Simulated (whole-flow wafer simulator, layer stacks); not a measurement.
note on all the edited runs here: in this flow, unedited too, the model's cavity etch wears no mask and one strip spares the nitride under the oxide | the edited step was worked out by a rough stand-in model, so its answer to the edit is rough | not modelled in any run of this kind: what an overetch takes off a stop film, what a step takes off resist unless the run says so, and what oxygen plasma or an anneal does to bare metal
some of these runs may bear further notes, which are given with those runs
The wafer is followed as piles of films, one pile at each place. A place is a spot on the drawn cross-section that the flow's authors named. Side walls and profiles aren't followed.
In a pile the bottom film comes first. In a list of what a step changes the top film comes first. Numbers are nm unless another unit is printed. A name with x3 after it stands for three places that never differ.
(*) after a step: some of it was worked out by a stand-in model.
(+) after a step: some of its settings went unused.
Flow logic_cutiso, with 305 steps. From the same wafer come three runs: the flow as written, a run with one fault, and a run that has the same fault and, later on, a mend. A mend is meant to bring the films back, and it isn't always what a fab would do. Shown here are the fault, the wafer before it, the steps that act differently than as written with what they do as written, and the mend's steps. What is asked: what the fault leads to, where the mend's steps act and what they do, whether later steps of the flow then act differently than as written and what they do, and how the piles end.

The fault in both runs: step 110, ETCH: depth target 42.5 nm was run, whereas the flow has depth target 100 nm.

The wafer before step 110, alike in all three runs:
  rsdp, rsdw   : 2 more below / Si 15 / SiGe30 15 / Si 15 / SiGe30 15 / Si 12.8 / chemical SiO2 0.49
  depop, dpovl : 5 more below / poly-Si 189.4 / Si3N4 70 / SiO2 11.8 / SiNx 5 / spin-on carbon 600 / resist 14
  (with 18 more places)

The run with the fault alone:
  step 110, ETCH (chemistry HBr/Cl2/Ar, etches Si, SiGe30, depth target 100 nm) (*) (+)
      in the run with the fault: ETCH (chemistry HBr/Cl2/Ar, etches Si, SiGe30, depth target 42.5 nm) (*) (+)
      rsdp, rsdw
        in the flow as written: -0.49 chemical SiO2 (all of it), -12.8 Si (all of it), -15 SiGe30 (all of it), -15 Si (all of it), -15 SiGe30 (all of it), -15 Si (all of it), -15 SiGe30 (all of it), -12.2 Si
        in the run with the fault: -0.49 chemical SiO2 (all of it), -12.8 Si (all of it), -15 SiGe30 (all of it), -14.7 Si
  Steps later in the flow that act otherwise than as written (10 other steps are not shown; they differ only slightly, by no more than 2% or 0.5 nm, whichever is larger):
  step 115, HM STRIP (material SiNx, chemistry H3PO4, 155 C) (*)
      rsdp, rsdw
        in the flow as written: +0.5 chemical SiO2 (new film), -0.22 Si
        in the run with the fault: +0.5 chemical SiO2 (new film), -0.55 SiGe30
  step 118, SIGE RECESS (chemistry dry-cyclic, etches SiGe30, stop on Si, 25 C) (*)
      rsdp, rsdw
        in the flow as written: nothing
        in the run with the fault: -14.5 SiGe30 (all of it)
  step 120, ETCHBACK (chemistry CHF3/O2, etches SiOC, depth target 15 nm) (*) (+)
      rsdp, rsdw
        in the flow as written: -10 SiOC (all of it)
        in the run with the fault: -10 SiOC (all of it), -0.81 Si
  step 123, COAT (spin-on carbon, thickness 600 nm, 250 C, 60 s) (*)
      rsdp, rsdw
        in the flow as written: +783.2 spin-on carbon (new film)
        in the run with the fault: +746.5 spin-on carbon (new film)
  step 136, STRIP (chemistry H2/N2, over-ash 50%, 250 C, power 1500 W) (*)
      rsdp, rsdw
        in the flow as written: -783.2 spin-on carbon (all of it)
        in the run with the fault: -746.5 spin-on carbon (all of it)
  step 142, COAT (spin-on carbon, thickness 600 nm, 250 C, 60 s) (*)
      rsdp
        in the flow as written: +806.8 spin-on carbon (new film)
        in the run with the fault: +769.2 spin-on carbon (new film)
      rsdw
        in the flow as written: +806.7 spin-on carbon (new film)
        in the run with the fault: +769.2 spin-on carbon (new film)
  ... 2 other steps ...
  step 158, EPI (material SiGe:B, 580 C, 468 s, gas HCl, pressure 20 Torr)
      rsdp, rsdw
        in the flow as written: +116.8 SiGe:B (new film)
        in the run with the fault: +75 SiGe:B (new film)
  By the end, the piles at rsdp, rsdw depart from the flow's by more than 2% or 0.5 nm, whichever is larger.
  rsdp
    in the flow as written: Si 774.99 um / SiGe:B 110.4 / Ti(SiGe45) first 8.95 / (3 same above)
    in the run with the fault: Si 775 um / SiGe30 15 / Si 13.9 / SiGe:B 68.5 / Ti(SiGe45) first 8.95 / (3 same above)
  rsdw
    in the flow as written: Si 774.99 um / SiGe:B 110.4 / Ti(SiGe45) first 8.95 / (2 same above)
    in the run with the fault: Si 775 um / SiGe30 15 / Si 13.9 / SiGe:B 68.5 / Ti(SiGe45) first 8.95 / (2 same above)

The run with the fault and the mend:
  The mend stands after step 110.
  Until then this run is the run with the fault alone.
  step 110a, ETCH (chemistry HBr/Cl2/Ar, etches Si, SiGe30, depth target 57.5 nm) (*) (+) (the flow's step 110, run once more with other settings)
      rsdp, rsdw
        -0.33 Si (all of it), -15 SiGe30 (all of it), -15 Si (all of it), -15 SiGe30 (all of it), -12.2 Si
  Later steps of the flow that are run all act as written at every place that is followed.
  The piles end the same as the flow's at every place that both follow.
